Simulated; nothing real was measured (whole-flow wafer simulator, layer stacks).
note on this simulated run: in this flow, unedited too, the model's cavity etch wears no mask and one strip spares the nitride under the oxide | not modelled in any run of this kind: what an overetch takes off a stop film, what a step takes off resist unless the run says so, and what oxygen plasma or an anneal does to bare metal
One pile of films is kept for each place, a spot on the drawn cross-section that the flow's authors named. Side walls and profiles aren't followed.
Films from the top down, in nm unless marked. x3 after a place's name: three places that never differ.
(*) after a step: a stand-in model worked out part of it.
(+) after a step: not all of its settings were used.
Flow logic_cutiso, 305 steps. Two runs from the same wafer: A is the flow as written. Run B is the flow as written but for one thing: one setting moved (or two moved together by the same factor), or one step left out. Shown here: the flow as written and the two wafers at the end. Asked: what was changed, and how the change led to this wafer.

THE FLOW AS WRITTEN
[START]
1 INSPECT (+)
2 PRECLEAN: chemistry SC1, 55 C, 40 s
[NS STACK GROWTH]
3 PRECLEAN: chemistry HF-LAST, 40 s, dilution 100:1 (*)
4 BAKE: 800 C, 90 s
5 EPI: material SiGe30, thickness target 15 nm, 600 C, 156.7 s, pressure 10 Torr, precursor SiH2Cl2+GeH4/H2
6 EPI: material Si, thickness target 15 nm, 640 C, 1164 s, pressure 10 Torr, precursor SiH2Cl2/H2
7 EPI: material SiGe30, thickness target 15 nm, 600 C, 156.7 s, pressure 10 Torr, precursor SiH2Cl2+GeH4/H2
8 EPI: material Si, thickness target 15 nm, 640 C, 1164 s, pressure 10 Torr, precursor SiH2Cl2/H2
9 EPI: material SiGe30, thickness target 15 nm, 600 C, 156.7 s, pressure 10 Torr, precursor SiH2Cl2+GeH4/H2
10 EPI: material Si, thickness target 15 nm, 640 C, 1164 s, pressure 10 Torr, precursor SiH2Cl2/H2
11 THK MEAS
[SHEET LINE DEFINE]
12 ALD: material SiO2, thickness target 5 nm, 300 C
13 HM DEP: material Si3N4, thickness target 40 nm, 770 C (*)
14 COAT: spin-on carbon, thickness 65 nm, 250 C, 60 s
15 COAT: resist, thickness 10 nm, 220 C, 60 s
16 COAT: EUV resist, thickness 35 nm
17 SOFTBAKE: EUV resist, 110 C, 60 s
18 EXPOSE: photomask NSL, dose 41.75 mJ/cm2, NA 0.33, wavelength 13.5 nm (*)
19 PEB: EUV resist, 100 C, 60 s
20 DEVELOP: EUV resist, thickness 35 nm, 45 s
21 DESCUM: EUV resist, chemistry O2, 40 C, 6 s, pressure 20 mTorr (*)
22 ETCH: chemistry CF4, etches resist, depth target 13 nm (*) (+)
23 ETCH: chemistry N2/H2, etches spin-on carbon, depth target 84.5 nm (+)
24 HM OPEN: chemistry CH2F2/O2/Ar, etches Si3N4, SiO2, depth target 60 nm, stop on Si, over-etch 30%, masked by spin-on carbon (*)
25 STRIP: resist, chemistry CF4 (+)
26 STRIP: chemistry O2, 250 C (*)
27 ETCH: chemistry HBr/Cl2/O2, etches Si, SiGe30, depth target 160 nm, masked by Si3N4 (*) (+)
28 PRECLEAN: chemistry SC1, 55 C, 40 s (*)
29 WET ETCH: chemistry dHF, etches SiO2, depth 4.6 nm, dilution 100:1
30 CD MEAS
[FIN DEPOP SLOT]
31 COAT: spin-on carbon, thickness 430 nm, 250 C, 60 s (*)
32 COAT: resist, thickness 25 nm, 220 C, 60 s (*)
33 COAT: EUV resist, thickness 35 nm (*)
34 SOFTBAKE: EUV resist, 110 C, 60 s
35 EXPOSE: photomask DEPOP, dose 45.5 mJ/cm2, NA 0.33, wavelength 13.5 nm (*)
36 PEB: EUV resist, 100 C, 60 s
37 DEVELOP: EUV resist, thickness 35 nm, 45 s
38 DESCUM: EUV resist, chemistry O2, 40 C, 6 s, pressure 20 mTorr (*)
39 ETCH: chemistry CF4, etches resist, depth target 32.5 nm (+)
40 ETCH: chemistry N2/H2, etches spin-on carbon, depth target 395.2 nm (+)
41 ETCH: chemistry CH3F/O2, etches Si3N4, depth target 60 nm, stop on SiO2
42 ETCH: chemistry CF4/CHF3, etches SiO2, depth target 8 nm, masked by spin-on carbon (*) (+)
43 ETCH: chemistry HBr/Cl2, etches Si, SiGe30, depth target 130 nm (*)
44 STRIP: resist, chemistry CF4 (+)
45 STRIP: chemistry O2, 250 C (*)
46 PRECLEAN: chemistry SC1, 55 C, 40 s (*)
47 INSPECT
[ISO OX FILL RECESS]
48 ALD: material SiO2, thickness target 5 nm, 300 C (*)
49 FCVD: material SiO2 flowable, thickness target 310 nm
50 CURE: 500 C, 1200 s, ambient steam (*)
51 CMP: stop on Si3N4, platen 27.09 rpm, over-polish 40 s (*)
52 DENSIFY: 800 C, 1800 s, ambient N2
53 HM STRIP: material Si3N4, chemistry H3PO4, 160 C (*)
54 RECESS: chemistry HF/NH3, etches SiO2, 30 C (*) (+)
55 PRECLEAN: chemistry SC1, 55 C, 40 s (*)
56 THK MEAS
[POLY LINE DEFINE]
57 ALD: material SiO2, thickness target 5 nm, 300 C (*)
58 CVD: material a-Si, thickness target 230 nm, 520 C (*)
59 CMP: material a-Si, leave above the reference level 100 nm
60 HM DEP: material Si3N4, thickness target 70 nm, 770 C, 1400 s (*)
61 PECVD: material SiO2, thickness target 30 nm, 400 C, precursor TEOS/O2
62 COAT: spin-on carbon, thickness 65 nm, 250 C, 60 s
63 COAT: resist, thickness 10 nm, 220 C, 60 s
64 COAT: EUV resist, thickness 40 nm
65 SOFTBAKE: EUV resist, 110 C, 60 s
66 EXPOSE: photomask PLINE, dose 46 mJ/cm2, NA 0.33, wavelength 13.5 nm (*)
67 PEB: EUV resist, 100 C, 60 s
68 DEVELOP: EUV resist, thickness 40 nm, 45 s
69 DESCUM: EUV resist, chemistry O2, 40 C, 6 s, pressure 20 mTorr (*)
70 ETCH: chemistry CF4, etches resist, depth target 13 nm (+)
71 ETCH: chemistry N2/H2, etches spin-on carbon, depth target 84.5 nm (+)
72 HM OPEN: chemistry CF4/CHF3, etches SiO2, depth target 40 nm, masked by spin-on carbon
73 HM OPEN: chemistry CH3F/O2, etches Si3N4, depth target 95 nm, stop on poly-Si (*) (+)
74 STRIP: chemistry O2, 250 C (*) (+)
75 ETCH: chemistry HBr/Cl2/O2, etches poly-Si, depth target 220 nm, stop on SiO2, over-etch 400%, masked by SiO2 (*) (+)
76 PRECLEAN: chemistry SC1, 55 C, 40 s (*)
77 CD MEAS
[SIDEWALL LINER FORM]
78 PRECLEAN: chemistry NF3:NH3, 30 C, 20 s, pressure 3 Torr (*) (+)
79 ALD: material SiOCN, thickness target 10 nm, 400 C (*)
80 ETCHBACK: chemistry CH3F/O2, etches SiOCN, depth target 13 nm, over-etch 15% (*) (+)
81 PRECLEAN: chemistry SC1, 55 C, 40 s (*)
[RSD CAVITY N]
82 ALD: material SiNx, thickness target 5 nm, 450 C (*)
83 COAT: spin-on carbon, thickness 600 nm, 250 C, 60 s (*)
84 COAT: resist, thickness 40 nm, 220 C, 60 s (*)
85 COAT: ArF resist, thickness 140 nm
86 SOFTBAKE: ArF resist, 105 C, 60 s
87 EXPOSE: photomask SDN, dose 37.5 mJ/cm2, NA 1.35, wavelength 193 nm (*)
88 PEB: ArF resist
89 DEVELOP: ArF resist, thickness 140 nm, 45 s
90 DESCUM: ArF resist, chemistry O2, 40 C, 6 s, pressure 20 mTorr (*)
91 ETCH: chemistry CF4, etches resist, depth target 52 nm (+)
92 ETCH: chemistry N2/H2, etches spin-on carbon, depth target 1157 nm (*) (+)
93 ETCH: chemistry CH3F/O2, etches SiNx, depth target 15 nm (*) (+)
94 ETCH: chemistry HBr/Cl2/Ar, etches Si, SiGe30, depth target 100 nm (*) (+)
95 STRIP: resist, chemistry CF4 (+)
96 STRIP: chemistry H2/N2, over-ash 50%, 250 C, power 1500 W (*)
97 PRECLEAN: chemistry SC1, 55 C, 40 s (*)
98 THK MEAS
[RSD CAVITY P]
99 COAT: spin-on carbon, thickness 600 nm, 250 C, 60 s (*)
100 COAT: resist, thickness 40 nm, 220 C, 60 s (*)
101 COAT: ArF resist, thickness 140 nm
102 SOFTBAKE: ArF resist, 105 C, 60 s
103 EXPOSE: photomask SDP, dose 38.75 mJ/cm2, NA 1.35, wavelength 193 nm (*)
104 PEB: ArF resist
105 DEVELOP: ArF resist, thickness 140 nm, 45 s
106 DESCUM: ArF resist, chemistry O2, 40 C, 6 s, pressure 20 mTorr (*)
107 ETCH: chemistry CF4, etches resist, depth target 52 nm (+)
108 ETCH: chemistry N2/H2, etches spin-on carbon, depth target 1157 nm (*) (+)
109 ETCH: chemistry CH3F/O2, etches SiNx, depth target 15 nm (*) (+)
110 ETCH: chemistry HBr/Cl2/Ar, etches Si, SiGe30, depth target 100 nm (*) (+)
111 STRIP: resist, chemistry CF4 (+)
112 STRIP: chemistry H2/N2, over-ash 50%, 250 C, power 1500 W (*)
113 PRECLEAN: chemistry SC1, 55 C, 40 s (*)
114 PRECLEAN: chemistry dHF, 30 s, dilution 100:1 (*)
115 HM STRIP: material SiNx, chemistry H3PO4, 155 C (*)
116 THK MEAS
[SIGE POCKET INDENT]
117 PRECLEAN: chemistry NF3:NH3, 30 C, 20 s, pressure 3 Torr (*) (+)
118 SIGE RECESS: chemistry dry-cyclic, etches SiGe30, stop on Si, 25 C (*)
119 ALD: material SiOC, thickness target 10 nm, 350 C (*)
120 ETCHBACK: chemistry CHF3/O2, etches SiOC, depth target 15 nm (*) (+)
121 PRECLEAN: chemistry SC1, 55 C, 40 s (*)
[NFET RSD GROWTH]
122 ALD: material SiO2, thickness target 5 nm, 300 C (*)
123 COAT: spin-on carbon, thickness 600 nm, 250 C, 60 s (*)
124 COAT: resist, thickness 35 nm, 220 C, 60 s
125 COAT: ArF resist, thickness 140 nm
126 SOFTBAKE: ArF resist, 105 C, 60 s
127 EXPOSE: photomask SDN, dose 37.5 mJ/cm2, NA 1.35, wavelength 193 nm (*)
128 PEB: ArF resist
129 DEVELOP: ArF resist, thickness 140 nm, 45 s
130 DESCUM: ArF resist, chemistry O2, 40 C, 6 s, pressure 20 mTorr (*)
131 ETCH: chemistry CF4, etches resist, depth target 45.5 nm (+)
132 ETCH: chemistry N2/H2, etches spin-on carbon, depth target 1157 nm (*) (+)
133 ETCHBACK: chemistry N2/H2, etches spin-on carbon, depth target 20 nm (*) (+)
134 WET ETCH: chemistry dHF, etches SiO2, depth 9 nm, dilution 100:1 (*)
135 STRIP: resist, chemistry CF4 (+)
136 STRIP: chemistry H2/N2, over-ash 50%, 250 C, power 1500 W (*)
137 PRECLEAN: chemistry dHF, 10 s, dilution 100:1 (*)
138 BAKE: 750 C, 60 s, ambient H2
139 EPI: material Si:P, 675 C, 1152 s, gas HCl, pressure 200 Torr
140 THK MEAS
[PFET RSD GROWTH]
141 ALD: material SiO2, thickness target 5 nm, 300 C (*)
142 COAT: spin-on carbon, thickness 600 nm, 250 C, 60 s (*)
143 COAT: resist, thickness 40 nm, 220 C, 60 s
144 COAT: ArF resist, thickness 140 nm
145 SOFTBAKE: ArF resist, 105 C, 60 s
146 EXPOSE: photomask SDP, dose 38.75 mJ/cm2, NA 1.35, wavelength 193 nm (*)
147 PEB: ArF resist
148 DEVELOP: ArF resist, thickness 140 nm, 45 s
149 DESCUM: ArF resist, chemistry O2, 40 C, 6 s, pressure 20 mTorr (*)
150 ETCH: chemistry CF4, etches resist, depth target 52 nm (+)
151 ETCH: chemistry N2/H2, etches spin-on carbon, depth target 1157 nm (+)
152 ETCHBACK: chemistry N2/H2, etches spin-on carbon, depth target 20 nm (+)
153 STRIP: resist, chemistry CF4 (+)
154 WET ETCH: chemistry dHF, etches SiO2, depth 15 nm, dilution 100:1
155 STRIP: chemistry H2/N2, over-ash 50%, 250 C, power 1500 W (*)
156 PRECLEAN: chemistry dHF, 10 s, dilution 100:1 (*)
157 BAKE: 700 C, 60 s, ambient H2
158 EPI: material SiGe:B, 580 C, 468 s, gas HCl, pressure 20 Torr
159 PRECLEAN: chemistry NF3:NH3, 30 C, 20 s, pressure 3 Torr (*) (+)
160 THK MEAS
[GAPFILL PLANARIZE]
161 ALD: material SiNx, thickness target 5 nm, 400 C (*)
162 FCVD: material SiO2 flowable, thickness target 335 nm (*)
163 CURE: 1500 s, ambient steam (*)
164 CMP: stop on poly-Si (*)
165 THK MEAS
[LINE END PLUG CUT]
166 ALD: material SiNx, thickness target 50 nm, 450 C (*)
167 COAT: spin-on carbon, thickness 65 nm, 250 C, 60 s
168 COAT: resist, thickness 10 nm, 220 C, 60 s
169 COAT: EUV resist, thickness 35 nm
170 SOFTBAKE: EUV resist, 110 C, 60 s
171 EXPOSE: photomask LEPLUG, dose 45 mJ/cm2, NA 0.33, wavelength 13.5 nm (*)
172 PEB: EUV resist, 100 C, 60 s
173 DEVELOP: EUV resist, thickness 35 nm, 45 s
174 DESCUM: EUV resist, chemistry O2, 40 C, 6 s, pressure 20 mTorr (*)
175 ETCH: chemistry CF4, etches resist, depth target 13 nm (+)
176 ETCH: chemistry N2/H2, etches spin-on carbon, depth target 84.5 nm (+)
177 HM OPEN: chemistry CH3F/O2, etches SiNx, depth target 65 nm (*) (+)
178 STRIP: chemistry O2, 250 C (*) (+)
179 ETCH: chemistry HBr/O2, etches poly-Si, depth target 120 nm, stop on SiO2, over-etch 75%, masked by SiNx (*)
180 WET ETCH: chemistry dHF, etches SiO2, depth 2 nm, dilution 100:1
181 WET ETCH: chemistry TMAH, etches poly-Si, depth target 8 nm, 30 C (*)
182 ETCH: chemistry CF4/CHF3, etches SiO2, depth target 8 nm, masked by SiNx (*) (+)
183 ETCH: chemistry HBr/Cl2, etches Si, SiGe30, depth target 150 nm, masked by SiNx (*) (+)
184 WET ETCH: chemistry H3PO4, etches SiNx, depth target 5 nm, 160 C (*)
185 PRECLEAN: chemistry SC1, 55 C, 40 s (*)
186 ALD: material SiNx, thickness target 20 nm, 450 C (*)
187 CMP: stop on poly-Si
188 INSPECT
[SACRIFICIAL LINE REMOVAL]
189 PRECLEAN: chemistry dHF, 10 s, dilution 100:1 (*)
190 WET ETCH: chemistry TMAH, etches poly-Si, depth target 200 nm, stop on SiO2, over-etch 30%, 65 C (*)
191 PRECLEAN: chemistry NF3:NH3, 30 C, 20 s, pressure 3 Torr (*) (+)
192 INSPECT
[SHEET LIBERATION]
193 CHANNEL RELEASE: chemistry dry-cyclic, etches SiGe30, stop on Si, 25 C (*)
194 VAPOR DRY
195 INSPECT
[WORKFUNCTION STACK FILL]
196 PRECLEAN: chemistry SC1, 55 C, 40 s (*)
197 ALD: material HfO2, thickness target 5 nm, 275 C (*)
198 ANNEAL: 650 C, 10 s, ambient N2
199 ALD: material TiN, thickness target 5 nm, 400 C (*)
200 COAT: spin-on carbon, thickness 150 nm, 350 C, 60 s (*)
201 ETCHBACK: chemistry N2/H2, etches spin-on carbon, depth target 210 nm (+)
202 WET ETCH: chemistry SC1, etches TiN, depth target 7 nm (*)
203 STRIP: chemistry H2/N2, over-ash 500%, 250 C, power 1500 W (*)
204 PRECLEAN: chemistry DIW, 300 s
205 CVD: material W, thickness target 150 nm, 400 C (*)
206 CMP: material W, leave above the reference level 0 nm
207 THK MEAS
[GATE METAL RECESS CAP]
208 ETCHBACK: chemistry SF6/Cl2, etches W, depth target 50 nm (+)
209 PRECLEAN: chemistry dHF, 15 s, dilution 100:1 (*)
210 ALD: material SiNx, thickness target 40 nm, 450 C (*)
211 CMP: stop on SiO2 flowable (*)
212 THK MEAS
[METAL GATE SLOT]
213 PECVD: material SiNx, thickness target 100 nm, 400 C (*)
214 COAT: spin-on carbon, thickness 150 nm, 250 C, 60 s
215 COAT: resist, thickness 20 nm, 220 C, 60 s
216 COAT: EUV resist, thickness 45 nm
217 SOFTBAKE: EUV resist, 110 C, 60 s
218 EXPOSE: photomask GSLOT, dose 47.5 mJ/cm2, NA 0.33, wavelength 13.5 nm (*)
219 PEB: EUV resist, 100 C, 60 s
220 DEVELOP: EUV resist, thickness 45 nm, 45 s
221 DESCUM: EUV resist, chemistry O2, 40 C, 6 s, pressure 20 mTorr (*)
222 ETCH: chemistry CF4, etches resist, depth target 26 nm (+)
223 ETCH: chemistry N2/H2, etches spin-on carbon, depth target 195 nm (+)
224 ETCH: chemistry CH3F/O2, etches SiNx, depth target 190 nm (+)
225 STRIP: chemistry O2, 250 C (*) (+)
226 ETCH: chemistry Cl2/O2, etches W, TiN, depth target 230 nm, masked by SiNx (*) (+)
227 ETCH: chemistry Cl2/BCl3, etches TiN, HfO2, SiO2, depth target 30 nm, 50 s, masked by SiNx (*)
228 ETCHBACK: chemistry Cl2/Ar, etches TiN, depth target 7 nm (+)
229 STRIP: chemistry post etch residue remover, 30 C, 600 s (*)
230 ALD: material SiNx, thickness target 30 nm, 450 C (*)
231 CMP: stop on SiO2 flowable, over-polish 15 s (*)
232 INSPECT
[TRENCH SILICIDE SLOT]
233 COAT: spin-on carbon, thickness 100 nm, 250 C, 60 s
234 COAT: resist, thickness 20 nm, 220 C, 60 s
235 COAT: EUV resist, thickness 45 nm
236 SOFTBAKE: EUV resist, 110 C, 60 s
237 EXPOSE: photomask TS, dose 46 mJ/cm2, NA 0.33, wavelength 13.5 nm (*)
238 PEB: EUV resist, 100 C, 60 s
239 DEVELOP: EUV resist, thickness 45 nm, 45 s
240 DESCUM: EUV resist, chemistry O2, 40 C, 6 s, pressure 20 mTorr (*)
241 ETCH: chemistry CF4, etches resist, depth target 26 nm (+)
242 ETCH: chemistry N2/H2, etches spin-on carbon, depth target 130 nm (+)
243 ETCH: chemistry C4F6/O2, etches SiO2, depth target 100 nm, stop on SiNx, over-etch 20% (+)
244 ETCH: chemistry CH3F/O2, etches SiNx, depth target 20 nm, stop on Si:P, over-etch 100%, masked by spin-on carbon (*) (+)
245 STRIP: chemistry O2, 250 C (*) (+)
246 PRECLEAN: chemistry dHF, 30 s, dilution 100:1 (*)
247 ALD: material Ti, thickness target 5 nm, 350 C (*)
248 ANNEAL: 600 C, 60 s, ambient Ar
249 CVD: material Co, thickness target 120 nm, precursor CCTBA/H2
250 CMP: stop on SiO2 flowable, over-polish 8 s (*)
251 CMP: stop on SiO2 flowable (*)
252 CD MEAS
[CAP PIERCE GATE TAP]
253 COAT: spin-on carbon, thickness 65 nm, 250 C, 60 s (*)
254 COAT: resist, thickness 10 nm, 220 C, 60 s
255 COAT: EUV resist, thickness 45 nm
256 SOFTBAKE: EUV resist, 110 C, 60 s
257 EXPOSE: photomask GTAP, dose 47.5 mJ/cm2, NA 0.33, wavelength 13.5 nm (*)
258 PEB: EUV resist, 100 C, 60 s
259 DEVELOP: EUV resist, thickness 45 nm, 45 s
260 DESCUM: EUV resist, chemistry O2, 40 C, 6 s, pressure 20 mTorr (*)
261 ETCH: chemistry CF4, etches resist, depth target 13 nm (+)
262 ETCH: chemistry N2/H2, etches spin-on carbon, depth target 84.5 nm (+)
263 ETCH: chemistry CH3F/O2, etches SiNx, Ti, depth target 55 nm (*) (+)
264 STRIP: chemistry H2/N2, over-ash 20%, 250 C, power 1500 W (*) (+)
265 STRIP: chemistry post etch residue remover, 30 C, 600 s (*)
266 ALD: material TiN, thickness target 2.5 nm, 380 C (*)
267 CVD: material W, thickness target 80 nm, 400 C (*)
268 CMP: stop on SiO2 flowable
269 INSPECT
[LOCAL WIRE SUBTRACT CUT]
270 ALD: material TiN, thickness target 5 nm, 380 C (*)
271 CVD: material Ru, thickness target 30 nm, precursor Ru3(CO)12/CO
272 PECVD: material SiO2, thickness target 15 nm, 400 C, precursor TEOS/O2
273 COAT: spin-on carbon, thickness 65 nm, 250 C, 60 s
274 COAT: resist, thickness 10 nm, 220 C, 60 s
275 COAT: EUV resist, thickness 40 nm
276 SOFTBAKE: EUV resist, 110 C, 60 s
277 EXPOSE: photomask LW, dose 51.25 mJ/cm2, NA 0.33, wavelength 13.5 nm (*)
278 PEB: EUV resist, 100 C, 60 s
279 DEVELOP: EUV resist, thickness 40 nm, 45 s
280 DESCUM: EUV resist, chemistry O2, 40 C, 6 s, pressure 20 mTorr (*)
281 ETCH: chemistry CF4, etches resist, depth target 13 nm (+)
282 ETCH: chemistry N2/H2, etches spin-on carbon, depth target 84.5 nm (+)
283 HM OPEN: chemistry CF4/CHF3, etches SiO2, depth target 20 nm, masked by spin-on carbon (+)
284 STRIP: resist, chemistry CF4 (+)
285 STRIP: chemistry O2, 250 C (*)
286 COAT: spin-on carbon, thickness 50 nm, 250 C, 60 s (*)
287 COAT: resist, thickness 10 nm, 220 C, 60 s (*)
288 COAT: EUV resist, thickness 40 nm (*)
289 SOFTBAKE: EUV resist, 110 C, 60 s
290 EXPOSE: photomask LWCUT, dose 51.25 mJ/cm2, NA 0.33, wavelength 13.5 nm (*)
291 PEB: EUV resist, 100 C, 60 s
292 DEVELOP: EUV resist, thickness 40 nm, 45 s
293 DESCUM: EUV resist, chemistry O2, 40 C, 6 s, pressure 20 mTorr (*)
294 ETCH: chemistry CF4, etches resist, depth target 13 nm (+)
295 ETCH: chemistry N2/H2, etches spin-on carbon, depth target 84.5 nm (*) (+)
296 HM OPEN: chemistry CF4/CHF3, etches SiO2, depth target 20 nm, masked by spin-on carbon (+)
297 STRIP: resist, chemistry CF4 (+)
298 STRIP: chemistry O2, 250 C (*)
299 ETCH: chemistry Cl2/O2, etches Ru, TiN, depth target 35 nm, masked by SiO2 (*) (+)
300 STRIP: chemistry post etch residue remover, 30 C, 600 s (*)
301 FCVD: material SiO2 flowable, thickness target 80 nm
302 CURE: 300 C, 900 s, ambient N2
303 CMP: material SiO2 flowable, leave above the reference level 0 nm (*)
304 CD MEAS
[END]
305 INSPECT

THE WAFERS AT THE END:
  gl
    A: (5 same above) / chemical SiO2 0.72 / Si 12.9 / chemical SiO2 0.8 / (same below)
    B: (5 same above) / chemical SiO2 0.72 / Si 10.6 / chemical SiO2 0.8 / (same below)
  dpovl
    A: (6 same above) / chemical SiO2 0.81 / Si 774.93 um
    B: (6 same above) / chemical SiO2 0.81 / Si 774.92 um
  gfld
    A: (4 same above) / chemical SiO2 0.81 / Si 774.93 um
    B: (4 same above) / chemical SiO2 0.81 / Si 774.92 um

The cause: step 10, EPI: thickness target 12.8 nm was run, where the flow has thickness target 15 nm; step 10, EPI: 989.7 s was run, where the flow has 1164 s.

How the change led to this, step by step:
  10 EPI: material Si, thickness target 15 nm, 640 C, 1164 s, pressure 10 Torr, precursor SiH2Cl2/H2
      depop, dpovl, gfld and 19 more: A Si +15 (new film) | B Si +12.8 (new film)
  27 ETCH: chemistry HBr/Cl2/O2, etches Si, SiGe30, depth target 160 nm, masked by Si3N4 (*) (+)
      gfld, gxf, iso, lnri: A chemical SiO2 -0.79 (all of it), Si -11.4 (all of it), SiGe30 -15 (all of it), Si -15 (all of it), SiGe30 -15 (all of it), Si -15 (all of it), SiGe30 -15 (all of it), Si -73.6 | B chemical SiO2 -0.79 (all of it), Si -9.1 (all of it), SiGe30 -15 (all of it), Si -15 (all of it), SiGe30 -15 (all of it), Si -15 (all of it), SiGe30 -15 (all of it), Si -75.9
      dpovl, nsgap: A chemical SiO2 -0.79 (all of it), Si -11.8 (all of it), SiGe30 -15 (all of it), Si -15 (all of it), SiGe30 -15 (all of it), Si -15 (all of it), SiGe30 -15 (all of it), Si -73.2 | B chemical SiO2 -0.79 (all of it), Si -9.5 (all of it), SiGe30 -15 (all of it), Si -15 (all of it), SiGe30 -15 (all of it), Si -15 (all of it), SiGe30 -15 (all of it), Si -75.5
      (and at 1 more place)
  43 ETCH: chemistry HBr/Cl2, etches Si, SiGe30, depth target 130 nm (*)
      depop: A Si -14 (all of it), SiGe30 -15 (all of it), Si -15 (all of it), SiGe30 -15 (all of it), Si -15 (all of it), SiGe30 -15 (all of it), Si -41 | B Si -11.8 (all of it), SiGe30 -15 (all of it), Si -15 (all of it), SiGe30 -15 (all of it), Si -15 (all of it), SiGe30 -15 (all of it), Si -43.2
  94 ETCH: chemistry HBr/Cl2/Ar, etches Si, SiGe30, depth target 100 nm (*) (+)
      rsdn, rsdx: A chemical SiO2 -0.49 (all of it), Si -12.8 (all of it), SiGe30 -15 (all of it), Si -15 (all of it), SiGe30 -15 (all of it), Si -15 (all of it), SiGe30 -15 (all of it), Si -12.2 | B chemical SiO2 -0.49 (all of it), Si -10.6 (all of it), SiGe30 -15 (all of it), Si -15 (all of it), SiGe30 -15 (all of it), Si -15 (all of it), SiGe30 -15 (all of it), Si -14.4
  110 ETCH: chemistry HBr/Cl2/Ar, etches Si, SiGe30, depth target 100 nm (*) (+)
      rsdp, rsdw: A chemical SiO2 -0.49 (all of it), Si -12.8 (all of it), SiGe30 -15 (all of it), Si -15 (all of it), SiGe30 -15 (all of it), Si -15 (all of it), SiGe30 -15 (all of it), Si -12.2 | B chemical SiO2 -0.49 (all of it), Si -10.6 (all of it), SiGe30 -15 (all of it), Si -15 (all of it), SiGe30 -15 (all of it), Si -15 (all of it), SiGe30 -15 (all of it), Si -14.4
  183 ETCH: chemistry HBr/Cl2, etches Si, SiGe30, depth target 150 nm, masked by SiNx (*) (+)
      plug: A Si -13.6 (all of it), SiGe30 -15 (all of it), Si -15 (all of it), SiGe30 -15 (all of it), Si -15 (all of it), SiGe30 -15 (all of it), Si -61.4 | B Si -11.3 (all of it), SiGe30 -15 (all of it), Si -15 (all of it), SiGe30 -15 (all of it), Si -15 (all of it), SiGe30 -15 (all of it), Si -63.7
